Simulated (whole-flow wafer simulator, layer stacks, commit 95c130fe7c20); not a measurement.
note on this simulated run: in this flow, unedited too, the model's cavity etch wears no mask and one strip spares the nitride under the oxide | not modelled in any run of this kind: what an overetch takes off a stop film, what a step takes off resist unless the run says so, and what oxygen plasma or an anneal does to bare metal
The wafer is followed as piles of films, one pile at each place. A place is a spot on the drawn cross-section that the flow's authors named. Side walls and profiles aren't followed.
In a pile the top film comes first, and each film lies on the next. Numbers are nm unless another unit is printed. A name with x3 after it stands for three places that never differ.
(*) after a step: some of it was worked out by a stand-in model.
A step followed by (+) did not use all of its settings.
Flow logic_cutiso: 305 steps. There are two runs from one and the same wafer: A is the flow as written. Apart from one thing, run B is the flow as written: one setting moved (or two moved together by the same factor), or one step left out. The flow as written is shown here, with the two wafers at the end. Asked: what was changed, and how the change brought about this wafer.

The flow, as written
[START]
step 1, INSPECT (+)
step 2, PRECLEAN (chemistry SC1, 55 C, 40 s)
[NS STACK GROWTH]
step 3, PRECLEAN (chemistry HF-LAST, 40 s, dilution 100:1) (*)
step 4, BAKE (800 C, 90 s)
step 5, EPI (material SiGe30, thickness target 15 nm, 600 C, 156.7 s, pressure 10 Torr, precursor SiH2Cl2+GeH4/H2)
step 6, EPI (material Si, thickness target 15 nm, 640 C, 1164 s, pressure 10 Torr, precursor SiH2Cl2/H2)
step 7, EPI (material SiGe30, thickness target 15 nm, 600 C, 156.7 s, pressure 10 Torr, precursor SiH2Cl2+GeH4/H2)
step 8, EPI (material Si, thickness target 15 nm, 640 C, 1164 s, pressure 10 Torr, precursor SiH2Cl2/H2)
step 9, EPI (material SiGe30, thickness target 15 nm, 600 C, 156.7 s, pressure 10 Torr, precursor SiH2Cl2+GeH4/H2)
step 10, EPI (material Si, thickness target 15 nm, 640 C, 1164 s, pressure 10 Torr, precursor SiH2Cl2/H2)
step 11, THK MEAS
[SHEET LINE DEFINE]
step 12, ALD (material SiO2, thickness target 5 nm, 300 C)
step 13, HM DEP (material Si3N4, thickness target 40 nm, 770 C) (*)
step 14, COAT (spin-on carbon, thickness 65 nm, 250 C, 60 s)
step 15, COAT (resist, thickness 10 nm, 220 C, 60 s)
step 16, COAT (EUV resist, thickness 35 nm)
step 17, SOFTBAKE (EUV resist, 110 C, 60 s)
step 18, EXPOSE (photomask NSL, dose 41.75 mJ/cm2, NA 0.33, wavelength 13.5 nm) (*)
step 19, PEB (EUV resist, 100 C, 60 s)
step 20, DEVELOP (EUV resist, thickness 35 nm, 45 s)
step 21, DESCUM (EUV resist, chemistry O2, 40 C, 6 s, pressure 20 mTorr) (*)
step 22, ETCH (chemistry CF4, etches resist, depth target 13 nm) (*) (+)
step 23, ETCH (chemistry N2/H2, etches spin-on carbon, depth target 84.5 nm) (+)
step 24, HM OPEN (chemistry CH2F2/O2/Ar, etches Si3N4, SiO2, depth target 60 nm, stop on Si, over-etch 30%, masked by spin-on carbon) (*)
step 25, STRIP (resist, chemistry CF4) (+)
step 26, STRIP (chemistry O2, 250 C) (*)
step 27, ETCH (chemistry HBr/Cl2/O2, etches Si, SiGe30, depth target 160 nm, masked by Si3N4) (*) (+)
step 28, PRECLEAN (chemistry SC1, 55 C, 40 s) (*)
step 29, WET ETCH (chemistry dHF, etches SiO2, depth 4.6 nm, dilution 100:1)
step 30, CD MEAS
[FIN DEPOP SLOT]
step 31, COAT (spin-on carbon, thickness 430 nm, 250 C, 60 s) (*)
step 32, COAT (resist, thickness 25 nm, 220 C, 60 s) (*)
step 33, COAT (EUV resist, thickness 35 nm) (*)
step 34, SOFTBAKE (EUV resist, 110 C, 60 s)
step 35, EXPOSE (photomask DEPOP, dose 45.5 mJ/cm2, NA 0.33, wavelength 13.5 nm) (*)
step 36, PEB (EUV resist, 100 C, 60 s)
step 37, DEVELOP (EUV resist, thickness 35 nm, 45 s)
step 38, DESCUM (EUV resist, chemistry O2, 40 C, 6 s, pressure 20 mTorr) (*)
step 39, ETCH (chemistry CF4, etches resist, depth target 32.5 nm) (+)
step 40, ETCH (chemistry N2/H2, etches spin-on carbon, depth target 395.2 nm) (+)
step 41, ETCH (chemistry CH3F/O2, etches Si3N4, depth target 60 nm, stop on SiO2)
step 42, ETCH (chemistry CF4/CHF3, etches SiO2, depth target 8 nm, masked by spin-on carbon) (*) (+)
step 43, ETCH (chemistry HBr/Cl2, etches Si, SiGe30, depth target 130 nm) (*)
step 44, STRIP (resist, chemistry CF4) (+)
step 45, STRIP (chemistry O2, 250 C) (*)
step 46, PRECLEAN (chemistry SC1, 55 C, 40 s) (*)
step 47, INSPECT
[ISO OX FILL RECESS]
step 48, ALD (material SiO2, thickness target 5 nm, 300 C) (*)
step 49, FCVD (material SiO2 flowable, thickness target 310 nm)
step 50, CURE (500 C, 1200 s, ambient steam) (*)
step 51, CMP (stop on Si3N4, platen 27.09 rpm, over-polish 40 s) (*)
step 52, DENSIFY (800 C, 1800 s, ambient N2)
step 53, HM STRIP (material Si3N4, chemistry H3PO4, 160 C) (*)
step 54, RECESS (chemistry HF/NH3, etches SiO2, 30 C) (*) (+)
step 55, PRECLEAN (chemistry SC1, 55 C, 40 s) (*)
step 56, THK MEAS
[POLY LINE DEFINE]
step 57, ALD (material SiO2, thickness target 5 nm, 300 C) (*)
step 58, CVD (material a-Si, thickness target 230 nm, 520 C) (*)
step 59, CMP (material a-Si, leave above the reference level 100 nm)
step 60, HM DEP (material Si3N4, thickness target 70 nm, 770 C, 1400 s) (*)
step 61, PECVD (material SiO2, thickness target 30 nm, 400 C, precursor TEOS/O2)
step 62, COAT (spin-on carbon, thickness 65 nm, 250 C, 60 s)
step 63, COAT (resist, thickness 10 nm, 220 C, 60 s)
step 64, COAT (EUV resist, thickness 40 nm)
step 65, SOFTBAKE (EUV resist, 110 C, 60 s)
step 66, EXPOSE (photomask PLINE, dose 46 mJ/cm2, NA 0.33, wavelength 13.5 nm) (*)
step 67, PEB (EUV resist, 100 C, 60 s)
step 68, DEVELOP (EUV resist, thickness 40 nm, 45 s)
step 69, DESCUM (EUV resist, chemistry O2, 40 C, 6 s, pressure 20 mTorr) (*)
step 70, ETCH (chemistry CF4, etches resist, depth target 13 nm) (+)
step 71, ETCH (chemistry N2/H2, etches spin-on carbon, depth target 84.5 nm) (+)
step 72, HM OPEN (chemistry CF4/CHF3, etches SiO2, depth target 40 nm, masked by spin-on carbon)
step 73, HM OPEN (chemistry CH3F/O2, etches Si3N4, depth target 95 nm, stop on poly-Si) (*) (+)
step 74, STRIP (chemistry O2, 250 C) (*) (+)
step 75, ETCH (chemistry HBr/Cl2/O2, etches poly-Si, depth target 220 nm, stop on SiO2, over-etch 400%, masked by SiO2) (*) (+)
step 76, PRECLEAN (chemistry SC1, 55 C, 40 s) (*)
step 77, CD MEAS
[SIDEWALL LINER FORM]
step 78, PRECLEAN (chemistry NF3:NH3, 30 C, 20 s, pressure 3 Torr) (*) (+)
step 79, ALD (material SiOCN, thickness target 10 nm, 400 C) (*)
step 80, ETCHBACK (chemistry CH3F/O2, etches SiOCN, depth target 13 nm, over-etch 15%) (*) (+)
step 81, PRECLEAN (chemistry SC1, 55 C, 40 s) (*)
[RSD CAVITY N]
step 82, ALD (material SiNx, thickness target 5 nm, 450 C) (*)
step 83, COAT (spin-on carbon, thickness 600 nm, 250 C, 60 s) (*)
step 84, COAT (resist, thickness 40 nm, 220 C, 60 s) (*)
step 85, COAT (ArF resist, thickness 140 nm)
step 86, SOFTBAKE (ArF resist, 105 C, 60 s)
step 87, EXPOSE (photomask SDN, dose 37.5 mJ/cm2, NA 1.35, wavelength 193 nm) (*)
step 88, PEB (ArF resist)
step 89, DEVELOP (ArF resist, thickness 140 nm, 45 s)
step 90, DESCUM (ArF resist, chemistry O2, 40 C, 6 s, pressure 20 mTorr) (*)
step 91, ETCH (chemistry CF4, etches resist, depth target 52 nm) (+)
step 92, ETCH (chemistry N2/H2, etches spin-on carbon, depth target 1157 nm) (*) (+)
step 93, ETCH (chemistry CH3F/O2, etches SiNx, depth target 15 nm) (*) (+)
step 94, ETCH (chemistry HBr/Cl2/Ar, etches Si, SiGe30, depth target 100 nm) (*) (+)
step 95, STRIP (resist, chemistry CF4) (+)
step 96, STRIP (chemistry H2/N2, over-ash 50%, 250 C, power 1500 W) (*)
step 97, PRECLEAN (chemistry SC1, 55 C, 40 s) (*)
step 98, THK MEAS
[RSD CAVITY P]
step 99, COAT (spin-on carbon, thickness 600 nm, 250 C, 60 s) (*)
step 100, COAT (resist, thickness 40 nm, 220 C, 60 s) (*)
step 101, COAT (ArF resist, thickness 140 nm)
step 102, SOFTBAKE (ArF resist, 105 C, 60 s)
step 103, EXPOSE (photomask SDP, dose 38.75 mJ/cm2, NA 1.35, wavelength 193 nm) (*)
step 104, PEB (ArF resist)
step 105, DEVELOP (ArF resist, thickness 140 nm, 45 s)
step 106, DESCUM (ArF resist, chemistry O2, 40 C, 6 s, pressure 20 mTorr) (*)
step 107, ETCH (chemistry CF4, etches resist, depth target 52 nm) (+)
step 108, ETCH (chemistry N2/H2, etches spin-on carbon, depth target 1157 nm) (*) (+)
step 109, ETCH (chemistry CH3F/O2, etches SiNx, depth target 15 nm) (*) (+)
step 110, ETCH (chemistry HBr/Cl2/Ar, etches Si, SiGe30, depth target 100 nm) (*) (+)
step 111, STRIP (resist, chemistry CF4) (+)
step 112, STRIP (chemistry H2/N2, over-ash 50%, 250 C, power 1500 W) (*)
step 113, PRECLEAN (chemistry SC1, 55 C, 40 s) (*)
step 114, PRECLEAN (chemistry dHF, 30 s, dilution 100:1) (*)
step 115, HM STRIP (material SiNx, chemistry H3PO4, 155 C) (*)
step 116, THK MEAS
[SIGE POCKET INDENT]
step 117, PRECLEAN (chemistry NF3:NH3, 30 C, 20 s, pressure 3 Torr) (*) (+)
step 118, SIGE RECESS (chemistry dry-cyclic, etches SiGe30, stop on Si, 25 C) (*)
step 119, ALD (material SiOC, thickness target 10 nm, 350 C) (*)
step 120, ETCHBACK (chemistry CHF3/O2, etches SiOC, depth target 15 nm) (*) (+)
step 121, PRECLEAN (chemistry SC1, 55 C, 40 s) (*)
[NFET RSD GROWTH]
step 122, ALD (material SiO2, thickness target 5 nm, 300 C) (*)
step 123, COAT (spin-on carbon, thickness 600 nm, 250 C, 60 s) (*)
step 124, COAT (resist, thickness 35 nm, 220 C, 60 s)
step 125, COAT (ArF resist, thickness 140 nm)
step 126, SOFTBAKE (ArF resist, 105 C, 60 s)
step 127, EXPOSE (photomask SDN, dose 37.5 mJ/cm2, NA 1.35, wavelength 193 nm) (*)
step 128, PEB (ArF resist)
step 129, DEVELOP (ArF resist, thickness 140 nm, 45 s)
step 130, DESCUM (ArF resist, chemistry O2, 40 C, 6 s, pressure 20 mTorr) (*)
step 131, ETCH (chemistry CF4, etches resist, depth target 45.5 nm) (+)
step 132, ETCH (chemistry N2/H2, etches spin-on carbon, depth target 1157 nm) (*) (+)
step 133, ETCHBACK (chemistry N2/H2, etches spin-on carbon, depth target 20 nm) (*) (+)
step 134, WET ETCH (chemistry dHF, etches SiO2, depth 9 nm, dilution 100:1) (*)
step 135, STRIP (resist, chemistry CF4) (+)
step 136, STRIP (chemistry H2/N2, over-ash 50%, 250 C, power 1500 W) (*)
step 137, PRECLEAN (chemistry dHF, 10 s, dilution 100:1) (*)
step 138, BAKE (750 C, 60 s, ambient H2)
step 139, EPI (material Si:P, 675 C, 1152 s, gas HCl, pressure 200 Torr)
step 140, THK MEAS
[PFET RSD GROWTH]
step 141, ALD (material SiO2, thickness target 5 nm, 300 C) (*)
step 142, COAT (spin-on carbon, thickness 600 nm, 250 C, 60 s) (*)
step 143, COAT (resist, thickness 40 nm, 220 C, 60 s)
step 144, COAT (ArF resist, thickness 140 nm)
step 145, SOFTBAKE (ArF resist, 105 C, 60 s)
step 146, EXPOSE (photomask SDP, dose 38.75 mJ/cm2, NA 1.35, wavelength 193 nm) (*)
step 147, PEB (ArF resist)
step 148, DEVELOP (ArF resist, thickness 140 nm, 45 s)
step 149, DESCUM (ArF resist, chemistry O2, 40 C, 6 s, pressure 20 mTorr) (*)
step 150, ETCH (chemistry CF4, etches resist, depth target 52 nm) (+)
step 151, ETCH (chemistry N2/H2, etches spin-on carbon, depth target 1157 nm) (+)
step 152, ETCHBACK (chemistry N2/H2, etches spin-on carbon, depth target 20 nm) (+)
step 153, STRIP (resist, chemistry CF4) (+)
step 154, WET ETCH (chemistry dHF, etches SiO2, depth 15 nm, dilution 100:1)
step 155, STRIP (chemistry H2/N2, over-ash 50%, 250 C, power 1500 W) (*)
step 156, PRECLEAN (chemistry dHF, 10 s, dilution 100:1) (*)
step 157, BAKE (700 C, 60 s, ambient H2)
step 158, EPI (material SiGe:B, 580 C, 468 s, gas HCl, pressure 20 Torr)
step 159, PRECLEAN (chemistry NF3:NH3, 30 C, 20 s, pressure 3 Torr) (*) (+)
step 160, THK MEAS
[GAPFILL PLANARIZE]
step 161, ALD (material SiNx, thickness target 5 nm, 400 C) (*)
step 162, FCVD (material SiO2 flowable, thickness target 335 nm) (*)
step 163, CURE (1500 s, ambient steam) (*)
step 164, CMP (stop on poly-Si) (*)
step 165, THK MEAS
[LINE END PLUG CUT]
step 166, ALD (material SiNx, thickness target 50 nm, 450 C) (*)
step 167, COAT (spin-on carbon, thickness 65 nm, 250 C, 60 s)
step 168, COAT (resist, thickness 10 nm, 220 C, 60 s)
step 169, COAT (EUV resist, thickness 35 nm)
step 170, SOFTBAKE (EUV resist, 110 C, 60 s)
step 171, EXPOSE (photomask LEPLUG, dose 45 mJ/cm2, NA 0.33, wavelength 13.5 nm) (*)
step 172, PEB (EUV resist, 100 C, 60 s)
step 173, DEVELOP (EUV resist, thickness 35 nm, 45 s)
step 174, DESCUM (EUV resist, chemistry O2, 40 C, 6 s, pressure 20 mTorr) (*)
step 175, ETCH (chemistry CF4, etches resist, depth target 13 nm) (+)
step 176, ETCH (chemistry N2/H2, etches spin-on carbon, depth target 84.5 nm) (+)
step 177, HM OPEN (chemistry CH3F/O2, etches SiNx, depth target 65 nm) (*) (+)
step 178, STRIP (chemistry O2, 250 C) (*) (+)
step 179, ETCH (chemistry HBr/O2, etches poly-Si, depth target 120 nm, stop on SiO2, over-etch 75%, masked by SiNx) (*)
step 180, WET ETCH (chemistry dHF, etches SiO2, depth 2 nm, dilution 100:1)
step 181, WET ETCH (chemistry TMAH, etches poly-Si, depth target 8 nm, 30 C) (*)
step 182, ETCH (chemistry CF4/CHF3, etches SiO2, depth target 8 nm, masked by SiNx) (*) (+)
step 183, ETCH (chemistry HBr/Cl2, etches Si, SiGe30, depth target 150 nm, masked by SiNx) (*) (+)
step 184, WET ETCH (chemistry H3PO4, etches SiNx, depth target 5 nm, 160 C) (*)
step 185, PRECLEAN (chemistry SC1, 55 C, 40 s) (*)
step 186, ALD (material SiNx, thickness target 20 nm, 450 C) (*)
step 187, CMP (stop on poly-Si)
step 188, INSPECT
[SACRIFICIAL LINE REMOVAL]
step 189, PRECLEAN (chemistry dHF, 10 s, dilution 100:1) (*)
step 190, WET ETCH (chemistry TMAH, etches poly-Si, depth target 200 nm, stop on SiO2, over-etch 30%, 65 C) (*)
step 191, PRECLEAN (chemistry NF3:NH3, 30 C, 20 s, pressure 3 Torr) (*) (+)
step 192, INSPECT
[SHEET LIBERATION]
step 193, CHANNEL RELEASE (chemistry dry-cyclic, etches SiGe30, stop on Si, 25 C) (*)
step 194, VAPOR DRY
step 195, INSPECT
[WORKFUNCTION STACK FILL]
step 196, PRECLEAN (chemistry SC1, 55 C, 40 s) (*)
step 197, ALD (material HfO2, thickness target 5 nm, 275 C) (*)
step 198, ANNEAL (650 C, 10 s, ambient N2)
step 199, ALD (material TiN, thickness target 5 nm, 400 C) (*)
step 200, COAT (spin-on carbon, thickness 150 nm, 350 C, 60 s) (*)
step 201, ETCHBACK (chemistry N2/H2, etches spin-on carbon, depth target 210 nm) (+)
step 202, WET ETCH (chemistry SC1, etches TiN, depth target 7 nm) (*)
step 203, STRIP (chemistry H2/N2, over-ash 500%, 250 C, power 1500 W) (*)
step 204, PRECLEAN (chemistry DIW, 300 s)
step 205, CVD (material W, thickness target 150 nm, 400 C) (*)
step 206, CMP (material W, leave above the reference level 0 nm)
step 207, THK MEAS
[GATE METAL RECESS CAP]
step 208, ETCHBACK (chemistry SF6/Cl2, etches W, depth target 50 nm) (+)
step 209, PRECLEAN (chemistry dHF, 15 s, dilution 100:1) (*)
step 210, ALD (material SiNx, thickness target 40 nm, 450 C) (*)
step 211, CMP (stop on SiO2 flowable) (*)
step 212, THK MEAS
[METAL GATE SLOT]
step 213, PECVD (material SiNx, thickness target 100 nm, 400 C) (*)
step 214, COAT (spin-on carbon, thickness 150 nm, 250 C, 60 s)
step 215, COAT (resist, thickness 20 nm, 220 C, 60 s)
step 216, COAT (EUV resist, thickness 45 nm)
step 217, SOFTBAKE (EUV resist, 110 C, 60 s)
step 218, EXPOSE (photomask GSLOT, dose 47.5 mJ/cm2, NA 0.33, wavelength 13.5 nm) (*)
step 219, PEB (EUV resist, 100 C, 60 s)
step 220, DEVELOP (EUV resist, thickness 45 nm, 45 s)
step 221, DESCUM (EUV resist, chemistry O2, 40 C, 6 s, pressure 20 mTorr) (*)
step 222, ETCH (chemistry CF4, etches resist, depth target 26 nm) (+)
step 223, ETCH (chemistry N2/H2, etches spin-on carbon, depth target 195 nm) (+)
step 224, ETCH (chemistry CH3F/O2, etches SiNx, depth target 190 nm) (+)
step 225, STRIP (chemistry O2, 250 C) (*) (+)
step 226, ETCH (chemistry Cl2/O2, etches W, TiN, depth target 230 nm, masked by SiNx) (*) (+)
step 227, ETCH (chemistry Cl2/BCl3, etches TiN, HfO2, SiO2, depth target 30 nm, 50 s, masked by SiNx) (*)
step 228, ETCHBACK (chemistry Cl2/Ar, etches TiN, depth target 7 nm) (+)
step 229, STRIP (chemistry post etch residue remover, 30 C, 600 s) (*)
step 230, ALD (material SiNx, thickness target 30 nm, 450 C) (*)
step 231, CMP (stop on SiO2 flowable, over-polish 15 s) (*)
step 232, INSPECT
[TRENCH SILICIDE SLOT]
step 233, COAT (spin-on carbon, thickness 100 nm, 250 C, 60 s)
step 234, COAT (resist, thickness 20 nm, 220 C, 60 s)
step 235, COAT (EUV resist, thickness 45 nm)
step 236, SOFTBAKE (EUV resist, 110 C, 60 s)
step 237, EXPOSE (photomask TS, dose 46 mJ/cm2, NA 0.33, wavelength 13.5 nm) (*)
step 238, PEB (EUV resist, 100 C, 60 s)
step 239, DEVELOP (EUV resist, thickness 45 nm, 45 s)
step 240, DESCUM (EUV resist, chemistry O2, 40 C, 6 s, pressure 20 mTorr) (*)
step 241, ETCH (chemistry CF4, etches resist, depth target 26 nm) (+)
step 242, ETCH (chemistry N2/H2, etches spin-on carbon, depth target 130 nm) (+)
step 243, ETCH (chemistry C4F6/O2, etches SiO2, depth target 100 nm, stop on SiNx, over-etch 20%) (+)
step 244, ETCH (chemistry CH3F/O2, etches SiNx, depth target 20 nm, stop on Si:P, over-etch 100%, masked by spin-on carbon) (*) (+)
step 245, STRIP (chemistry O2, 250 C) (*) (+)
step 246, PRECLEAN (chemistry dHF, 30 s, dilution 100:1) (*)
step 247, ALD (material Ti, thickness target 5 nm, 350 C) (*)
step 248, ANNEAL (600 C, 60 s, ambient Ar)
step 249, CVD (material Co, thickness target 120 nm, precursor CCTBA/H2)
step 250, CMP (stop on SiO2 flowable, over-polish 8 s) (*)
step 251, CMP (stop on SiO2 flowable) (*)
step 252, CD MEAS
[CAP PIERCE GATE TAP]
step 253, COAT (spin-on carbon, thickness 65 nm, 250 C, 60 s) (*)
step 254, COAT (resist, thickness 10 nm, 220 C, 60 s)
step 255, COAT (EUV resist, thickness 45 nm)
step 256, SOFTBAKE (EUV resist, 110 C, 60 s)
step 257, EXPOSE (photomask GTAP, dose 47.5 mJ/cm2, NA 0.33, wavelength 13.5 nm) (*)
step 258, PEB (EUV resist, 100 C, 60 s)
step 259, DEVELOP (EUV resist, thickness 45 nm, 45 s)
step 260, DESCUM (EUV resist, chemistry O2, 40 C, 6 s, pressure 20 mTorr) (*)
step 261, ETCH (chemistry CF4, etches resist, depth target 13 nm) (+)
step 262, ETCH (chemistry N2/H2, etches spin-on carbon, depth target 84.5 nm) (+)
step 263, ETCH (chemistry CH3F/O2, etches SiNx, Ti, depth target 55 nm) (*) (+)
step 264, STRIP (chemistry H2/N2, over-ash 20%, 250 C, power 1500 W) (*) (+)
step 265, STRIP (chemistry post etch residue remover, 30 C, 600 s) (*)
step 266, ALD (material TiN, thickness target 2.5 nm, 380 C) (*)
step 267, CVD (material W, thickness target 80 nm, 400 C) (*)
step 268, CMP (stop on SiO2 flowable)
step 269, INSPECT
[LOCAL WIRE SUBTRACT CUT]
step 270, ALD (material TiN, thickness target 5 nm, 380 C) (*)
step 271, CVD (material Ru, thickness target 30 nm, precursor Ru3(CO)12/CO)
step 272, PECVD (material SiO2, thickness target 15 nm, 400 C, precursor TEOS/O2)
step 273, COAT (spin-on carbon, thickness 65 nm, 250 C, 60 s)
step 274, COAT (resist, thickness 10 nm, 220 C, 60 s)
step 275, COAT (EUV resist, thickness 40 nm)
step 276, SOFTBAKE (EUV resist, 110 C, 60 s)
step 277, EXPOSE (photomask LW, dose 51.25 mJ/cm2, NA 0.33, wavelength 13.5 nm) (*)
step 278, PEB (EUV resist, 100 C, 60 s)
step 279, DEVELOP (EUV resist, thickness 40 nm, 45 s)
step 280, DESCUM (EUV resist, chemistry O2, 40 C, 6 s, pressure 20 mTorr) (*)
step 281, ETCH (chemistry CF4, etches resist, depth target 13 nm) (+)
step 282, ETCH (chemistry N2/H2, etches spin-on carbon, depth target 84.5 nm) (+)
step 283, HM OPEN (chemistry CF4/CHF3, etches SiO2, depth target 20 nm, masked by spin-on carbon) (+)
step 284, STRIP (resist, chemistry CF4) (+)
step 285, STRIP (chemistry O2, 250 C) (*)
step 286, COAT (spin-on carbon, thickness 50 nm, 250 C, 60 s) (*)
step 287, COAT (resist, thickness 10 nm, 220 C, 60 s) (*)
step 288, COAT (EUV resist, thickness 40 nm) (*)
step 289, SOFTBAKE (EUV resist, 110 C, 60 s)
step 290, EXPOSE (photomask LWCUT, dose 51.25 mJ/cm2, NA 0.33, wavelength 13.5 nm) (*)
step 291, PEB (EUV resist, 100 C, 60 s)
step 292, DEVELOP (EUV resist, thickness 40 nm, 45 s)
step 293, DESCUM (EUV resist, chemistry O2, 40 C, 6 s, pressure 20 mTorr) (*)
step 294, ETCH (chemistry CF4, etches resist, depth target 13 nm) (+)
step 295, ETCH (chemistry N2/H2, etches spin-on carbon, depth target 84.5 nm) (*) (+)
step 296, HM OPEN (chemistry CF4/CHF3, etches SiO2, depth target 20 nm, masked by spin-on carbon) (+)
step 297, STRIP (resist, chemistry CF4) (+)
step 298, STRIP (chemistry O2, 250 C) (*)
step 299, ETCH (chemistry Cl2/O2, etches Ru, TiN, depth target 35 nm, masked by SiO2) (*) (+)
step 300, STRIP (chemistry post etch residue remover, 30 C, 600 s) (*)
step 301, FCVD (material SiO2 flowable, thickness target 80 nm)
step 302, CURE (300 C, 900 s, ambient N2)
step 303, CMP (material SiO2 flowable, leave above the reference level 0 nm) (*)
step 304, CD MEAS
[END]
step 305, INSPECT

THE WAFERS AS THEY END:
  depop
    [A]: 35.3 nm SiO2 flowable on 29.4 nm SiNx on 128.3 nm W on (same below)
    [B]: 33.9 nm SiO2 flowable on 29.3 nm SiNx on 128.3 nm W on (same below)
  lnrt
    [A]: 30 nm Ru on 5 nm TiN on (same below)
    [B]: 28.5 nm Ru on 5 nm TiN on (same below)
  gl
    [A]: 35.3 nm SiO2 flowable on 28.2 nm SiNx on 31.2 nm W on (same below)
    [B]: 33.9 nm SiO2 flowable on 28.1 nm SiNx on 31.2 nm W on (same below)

Cause: step 271, CVD: thickness target 28.5 nm was run, whereas the flow has thickness target 30 nm.
One can read it off the wafer: lnrt has Ru 28.5, and step 271 as written asks for 30 nm.

The path from the change to this, step by step:
  step 271, CVD (material Ru, thickness target 30 nm, precursor Ru3(CO)12/CO)
      depop, dpovl, gfld and 19 more: A +30 Ru (new film) | B +28.5 Ru (new film)
  step 299, ETCH (chemistry Cl2/O2, etches Ru, TiN, depth target 35 nm, masked by SiO2) (*) (+)
      depop, dpovl, gfld and 9 more: A -29.6 Ru (all of it), -5 TiN (all of it) | B -28.1 Ru (all of it), -5 TiN (all of it), -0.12 SiNx
      iso: A -29.6 Ru (all of it), -5 TiN (all of it) | B -28.1 Ru (all of it), -5 TiN (all of it), -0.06 SiO2 flowable
      (also at 5 further places)
  step 301, FCVD (material SiO2 flowable, thickness target 80 nm)
      lnrt, rsdn, rsdp, tap: A +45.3 SiO2 flowable (new film) | B +46.3 SiO2 flowable (new film)
  step 303, CMP (material SiO2 flowable, leave above the reference level 0 nm) (*)
      depop, dpovl, isow, ns, nsgap: A -44.7 SiO2 flowable | B -46.1 SiO2 flowable
      lnrt, rsdn, rsdp, tap: A -45.3 SiO2 flowable (all of it), -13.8 SiO2 (all of it) | B -46.3 SiO2 flowable (all of it), -13.8 SiO2 (all of it)
